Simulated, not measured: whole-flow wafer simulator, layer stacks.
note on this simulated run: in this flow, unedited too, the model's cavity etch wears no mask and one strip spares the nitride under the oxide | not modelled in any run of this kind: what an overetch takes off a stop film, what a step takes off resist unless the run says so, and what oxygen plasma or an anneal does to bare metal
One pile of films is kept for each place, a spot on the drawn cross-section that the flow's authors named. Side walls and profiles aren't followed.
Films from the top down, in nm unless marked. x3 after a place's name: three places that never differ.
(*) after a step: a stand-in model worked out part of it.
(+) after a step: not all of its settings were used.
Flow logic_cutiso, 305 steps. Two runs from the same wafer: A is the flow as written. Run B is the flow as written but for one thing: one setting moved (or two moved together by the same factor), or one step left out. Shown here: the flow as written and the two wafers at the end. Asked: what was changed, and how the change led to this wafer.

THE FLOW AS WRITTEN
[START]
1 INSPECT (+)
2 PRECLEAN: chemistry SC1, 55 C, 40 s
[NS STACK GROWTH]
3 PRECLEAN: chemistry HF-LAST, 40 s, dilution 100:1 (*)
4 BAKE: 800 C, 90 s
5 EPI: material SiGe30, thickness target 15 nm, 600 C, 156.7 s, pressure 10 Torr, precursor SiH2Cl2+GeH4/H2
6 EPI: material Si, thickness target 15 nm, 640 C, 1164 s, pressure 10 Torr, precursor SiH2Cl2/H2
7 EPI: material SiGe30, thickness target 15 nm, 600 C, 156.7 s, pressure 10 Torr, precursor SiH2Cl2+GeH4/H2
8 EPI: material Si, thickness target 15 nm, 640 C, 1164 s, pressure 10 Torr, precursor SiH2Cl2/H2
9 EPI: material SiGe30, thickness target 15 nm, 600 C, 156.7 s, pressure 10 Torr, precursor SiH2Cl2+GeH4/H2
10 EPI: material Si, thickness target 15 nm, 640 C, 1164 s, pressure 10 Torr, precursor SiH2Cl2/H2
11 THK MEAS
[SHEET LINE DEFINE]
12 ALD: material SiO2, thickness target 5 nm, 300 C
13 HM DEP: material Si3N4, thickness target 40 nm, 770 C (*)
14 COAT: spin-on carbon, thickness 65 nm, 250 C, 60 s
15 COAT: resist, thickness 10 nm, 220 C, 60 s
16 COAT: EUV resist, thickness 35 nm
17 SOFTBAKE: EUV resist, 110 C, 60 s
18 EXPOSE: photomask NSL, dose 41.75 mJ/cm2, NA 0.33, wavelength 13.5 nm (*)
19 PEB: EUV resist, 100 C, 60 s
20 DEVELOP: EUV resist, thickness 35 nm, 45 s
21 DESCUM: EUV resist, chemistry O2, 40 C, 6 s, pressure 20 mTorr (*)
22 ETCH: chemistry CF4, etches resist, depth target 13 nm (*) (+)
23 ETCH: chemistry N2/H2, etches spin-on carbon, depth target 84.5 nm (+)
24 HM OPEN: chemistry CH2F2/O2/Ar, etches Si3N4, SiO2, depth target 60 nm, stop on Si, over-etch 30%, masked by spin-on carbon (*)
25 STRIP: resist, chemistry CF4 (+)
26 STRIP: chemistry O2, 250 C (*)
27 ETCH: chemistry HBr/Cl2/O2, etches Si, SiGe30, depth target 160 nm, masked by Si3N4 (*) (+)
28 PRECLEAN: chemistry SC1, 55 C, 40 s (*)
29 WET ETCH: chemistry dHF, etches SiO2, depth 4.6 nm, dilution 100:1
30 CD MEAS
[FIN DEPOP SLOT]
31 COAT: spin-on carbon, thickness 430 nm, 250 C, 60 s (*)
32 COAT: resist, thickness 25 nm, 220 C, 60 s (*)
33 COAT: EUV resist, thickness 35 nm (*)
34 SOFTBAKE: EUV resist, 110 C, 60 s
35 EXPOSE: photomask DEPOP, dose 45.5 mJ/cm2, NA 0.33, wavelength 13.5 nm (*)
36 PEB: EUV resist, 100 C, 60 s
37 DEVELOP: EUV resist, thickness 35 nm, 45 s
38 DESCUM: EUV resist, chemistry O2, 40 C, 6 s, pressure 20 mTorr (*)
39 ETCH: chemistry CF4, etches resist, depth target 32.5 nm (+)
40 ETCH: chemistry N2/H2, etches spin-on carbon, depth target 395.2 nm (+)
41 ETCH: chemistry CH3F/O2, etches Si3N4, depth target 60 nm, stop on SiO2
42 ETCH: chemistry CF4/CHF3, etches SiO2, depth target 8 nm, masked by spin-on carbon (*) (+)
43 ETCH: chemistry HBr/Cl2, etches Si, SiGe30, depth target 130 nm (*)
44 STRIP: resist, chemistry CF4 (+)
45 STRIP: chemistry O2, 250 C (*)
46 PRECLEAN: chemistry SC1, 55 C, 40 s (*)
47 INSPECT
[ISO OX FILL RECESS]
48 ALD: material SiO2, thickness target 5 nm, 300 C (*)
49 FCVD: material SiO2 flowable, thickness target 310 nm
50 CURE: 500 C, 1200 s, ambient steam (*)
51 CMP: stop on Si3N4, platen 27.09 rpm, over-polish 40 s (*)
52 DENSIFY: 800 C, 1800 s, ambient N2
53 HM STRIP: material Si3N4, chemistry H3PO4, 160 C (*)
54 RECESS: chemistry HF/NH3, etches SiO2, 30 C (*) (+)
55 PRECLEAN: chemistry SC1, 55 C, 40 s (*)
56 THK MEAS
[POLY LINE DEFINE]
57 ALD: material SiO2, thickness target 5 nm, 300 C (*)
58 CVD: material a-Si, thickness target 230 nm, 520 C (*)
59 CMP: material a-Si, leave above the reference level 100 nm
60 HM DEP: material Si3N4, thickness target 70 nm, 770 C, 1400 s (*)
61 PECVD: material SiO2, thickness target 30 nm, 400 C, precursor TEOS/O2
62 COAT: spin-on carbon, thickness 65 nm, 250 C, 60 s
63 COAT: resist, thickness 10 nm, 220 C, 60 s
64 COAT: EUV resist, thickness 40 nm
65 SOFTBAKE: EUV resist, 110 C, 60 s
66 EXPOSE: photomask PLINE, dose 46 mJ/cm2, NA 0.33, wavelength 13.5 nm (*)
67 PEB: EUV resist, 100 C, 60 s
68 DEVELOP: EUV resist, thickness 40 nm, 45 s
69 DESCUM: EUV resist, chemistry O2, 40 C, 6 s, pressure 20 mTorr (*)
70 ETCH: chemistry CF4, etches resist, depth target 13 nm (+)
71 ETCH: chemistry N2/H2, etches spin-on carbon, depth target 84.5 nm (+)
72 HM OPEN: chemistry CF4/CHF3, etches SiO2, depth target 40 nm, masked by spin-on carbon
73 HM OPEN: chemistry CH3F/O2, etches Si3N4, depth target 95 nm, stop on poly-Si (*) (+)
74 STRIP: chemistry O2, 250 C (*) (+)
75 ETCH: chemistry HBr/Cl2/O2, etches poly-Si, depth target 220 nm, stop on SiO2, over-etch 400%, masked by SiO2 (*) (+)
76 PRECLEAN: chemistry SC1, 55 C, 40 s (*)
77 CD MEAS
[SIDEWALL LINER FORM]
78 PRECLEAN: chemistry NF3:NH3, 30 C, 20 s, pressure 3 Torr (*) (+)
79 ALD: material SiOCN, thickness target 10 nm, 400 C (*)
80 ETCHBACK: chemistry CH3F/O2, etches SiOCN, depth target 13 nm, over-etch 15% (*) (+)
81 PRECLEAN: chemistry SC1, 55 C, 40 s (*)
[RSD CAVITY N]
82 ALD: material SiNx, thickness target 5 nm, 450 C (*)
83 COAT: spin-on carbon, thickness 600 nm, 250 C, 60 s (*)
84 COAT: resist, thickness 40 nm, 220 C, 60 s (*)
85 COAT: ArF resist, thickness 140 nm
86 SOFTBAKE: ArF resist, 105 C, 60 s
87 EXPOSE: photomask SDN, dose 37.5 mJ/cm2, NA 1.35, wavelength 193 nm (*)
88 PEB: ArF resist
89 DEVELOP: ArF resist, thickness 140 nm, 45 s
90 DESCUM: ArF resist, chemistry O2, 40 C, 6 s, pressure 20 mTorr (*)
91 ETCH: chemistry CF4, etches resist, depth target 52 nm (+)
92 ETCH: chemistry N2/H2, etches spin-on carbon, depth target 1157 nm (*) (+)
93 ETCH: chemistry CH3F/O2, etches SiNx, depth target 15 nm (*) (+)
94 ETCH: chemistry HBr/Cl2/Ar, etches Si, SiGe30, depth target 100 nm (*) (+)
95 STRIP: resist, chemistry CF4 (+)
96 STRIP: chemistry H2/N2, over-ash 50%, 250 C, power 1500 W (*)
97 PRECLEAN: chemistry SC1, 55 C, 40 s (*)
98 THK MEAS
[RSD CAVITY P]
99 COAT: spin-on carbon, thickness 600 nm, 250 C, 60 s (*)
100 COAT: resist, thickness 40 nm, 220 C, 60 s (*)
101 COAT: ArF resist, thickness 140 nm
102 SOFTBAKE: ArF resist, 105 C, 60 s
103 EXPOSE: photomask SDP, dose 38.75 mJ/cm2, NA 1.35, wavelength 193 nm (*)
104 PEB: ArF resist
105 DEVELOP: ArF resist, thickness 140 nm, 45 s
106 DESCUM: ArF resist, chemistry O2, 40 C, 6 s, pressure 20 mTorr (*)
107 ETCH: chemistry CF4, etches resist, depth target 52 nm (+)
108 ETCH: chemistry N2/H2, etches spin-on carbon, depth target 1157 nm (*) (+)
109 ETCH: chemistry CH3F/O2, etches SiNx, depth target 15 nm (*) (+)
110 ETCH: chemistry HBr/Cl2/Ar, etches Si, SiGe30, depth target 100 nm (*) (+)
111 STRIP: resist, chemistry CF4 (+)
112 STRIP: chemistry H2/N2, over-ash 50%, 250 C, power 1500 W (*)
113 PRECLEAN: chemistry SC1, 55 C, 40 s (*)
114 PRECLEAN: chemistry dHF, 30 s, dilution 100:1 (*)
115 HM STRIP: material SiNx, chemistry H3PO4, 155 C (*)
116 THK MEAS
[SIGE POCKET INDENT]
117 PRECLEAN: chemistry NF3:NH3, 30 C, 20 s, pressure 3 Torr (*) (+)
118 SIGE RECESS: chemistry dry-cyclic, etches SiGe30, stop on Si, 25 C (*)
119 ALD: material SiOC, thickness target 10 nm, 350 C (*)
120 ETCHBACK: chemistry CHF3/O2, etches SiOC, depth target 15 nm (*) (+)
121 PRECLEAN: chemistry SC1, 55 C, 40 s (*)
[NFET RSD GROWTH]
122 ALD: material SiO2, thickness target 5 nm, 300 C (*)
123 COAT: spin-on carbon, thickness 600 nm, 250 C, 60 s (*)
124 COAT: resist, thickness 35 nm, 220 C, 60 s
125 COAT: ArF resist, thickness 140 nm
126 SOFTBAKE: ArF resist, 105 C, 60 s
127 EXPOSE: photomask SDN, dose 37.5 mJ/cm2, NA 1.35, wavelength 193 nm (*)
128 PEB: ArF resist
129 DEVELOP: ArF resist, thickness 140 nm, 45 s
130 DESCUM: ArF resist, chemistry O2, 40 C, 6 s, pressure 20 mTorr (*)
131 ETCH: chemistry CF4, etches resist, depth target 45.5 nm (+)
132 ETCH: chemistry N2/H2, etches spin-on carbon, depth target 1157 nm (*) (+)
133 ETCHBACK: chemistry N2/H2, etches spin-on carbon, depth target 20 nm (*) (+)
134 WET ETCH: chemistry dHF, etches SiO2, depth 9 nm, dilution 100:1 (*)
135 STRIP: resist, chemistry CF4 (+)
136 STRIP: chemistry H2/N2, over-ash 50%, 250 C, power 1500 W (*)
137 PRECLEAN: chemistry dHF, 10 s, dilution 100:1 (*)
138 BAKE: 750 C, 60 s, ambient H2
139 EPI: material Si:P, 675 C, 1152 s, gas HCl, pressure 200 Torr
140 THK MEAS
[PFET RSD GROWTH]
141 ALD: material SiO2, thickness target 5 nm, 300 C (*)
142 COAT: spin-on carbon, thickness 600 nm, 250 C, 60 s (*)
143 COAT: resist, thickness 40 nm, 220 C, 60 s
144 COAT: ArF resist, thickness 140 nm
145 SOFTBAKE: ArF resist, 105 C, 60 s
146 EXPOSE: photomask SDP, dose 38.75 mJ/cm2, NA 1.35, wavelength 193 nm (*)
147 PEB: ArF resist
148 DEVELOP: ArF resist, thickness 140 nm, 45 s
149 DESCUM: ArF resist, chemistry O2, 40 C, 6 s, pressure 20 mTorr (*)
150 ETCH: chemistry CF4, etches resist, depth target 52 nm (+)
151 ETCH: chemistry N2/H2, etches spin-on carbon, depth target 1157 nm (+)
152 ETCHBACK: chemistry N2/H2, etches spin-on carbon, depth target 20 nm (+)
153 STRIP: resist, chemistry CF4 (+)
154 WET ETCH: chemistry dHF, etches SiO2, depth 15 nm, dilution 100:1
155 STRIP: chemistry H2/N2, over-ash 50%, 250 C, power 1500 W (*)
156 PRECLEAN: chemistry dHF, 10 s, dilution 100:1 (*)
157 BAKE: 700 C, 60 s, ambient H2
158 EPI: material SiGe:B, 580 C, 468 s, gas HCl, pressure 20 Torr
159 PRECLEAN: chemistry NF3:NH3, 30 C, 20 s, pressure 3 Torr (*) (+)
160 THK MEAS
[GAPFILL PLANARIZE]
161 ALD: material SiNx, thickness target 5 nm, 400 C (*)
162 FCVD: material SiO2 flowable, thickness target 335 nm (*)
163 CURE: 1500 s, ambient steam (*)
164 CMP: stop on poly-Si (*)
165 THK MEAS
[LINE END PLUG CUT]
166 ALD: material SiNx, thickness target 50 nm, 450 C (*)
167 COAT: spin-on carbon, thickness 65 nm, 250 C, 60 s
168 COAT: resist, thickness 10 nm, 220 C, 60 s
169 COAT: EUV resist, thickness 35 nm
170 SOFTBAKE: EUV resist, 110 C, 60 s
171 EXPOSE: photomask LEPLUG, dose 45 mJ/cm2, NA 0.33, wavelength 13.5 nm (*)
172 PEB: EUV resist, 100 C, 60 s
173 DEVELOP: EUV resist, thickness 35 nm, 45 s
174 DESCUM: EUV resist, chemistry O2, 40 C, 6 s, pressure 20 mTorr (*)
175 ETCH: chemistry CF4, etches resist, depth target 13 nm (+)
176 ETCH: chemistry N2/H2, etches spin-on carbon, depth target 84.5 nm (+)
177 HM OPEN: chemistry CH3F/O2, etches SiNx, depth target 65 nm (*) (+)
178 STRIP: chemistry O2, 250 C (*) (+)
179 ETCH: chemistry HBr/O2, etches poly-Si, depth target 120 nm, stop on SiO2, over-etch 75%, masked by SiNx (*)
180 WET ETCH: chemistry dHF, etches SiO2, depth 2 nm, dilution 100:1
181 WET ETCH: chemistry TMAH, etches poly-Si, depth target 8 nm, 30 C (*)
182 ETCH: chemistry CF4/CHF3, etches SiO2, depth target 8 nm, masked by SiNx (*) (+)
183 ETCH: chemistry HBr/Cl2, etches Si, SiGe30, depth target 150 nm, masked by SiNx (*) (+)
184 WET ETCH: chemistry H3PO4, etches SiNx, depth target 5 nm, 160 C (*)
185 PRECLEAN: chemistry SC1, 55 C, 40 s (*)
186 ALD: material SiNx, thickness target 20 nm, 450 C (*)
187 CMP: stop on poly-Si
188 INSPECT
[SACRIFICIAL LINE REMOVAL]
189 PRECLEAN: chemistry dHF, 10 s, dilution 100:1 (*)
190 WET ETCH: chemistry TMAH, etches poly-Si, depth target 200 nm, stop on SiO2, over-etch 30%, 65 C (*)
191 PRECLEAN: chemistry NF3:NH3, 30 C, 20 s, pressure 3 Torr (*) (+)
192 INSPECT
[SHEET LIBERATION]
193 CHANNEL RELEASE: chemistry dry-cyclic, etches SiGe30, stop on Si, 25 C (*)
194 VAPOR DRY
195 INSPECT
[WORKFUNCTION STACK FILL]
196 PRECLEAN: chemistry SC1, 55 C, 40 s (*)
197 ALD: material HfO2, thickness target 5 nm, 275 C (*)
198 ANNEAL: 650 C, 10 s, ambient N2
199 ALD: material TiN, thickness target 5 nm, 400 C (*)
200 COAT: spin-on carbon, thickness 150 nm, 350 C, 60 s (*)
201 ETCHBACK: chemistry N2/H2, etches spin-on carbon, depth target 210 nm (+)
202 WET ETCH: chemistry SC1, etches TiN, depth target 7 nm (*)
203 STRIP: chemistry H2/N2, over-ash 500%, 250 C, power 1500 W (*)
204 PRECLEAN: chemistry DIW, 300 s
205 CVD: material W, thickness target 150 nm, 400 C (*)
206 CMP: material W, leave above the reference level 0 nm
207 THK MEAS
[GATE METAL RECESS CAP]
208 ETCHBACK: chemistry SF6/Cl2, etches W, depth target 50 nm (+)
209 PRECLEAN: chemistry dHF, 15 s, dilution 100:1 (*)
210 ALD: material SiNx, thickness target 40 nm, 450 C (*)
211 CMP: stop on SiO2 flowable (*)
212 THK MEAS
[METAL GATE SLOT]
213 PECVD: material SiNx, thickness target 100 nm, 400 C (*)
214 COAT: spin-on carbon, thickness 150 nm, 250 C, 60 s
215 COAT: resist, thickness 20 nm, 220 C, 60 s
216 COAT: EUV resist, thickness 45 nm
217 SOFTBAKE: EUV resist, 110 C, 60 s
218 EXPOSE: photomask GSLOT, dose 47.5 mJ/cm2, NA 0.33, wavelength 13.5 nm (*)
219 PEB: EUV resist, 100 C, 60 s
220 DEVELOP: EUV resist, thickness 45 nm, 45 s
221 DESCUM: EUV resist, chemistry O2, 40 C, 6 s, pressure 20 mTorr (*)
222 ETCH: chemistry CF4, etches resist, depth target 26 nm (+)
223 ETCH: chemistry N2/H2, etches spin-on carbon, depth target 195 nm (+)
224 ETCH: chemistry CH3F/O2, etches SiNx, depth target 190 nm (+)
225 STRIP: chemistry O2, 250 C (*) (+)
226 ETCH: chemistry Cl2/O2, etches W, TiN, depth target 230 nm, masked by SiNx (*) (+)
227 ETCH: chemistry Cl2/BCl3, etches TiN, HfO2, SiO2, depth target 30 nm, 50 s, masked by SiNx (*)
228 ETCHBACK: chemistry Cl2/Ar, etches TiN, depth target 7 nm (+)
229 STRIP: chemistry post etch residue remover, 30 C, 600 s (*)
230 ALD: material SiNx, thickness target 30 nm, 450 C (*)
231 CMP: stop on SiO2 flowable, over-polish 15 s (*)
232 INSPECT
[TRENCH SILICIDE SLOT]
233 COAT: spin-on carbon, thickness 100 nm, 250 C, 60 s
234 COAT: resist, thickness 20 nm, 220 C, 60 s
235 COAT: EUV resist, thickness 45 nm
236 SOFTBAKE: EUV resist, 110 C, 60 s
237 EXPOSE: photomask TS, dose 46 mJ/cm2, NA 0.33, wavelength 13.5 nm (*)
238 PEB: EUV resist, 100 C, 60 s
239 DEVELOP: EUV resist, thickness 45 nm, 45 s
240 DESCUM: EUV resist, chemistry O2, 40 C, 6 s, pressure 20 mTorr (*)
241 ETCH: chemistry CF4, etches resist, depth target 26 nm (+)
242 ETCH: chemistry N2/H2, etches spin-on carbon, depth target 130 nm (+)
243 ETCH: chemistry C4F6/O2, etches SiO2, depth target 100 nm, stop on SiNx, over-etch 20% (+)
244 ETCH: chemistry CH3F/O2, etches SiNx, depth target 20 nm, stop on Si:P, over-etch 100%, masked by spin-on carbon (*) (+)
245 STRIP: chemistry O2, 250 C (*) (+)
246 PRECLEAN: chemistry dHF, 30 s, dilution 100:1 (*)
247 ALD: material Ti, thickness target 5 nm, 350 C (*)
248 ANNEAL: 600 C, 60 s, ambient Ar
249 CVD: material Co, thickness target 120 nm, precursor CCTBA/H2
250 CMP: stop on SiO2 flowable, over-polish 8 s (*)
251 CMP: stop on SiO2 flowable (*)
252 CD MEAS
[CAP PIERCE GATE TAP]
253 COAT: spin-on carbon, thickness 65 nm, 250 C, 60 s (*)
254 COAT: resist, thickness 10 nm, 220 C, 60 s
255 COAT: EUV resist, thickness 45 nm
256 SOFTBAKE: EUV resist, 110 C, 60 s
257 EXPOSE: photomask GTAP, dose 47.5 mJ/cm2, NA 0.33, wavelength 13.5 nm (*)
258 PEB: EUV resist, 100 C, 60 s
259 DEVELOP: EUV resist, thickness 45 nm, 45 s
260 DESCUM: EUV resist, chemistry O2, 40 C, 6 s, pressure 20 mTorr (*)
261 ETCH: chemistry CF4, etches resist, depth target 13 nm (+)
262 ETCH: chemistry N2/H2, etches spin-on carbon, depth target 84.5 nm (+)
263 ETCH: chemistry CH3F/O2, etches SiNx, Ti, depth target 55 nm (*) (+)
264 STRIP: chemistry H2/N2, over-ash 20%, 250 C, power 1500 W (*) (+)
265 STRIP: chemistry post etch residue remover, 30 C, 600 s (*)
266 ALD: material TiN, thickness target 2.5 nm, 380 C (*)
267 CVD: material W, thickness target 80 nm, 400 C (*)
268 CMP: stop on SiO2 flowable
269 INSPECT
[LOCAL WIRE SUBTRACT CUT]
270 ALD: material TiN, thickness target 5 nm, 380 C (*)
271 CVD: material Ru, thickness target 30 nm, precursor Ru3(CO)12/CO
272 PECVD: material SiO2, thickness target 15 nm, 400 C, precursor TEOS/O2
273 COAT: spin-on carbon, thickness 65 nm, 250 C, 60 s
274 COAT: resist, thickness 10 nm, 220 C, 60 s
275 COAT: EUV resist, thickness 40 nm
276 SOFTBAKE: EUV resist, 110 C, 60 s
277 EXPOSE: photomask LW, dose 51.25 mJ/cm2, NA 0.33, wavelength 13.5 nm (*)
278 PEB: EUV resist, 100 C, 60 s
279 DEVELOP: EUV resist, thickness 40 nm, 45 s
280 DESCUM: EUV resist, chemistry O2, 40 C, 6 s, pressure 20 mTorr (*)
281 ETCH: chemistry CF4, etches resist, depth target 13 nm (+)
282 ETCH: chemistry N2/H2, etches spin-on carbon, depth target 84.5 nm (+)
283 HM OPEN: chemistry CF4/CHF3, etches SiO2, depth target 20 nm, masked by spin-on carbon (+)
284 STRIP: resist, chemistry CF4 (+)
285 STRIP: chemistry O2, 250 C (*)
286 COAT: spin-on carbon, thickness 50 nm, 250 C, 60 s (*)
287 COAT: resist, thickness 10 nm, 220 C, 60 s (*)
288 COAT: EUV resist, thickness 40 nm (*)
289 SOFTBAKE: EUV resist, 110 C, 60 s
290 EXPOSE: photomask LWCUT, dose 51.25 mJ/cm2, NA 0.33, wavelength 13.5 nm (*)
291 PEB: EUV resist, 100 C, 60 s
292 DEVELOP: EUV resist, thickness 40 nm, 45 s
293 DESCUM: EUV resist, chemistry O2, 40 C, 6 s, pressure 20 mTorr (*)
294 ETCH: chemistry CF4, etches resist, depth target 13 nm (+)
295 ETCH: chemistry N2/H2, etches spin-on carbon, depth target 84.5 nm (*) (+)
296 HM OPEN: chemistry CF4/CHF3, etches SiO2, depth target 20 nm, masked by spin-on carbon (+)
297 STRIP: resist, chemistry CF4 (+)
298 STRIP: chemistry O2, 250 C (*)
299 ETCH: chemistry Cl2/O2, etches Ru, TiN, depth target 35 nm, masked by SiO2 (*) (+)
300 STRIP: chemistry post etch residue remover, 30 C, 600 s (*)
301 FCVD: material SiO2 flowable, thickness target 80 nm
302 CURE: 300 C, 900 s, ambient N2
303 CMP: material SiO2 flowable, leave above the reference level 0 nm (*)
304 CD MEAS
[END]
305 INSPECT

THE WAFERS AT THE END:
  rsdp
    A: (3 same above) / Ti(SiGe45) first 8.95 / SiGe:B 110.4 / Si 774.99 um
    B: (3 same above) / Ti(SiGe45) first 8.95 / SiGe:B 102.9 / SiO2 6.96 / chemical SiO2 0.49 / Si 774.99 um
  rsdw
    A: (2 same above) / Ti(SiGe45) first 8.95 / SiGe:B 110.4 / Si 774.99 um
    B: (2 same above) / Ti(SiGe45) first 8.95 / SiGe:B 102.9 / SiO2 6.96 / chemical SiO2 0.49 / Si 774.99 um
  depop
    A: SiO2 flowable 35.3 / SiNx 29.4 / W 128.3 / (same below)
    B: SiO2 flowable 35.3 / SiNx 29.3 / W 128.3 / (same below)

The cause: step 151, ETCH: depth target 491.7 nm was run, where the flow has depth target 1157 nm.

How the change led to this, step by step:
  151 ETCH: chemistry N2/H2, etches spin-on carbon, depth target 1157 nm (+)
      rsdp, rsdw: A spin-on carbon -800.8 (all of it) | B spin-on carbon -491.7
      glp: A spin-on carbon -524.5 (all of it), SiO2 -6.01 | B spin-on carbon -491.7
      (and at 19 more places)
  152 ETCHBACK: chemistry N2/H2, etches spin-on carbon, depth target 20 nm (+)
      glp, gxp, lnrp, rsdp, rsdw: A SiO2 -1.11 | B spin-on carbon -20
  153 STRIP: resist, chemistry CF4 (+)
      glp: A SiO2 -1.36 (all of it) | B nothing
      gxp: A SiO2 -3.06 (all of it) | B nothing
      (and at 20 more places)
  154 WET ETCH: chemistry dHF, etches SiO2, depth 15 nm, dilution 100:1
      rsdp: A SiO2 -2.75 (all of it), chemical SiO2 -0.49 (all of it) | B nothing
      rsdw: A SiO2 -2.25 (all of it), chemical SiO2 -0.49 (all of it) | B nothing
  155 STRIP: chemistry H2/N2, over-ash 50%, 250 C, power 1500 W (*)
      rsdp, rsdw: A nothing | B spin-on carbon -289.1 (all of it)
      glp: A nothing | B spin-on carbon -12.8 (all of it)
      (and at 2 more places)
  156 PRECLEAN: chemistry dHF, 10 s, dilution 100:1 (*)
      glp, gxp: A Si3N4 -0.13 | B SiO2 -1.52
      rsdp, rsdw: A nothing | B SiO2 -1.52
      (and at 1 more place)
  158 EPI: material SiGe:B, 580 C, 468 s, gas HCl, pressure 20 Torr
      rsdp, rsdw: A SiGe:B +116.8 (new film) | B SiGe:B +109.4 (new film)
  159 PRECLEAN: chemistry NF3:NH3, 30 C, 20 s, pressure 3 Torr (*) (+)
      glp: A Si3N4 -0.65 | B SiO2 -6.96 (all of it)
      gxp: A Si3N4 -0.65 | B SiO2 -7.42
      (and at 1 more place)
  164 CMP: stop on poly-Si (*)
      gxp: A SiO2 flowable -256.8 (all of it), SiNx -5 (all of it), Si3N4 -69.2 (all of it) | B SiO2 flowable -256.5 (all of it), SiNx -5 (all of it), SiO2 -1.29 (all of it), Si3N4 -70 (all of it)
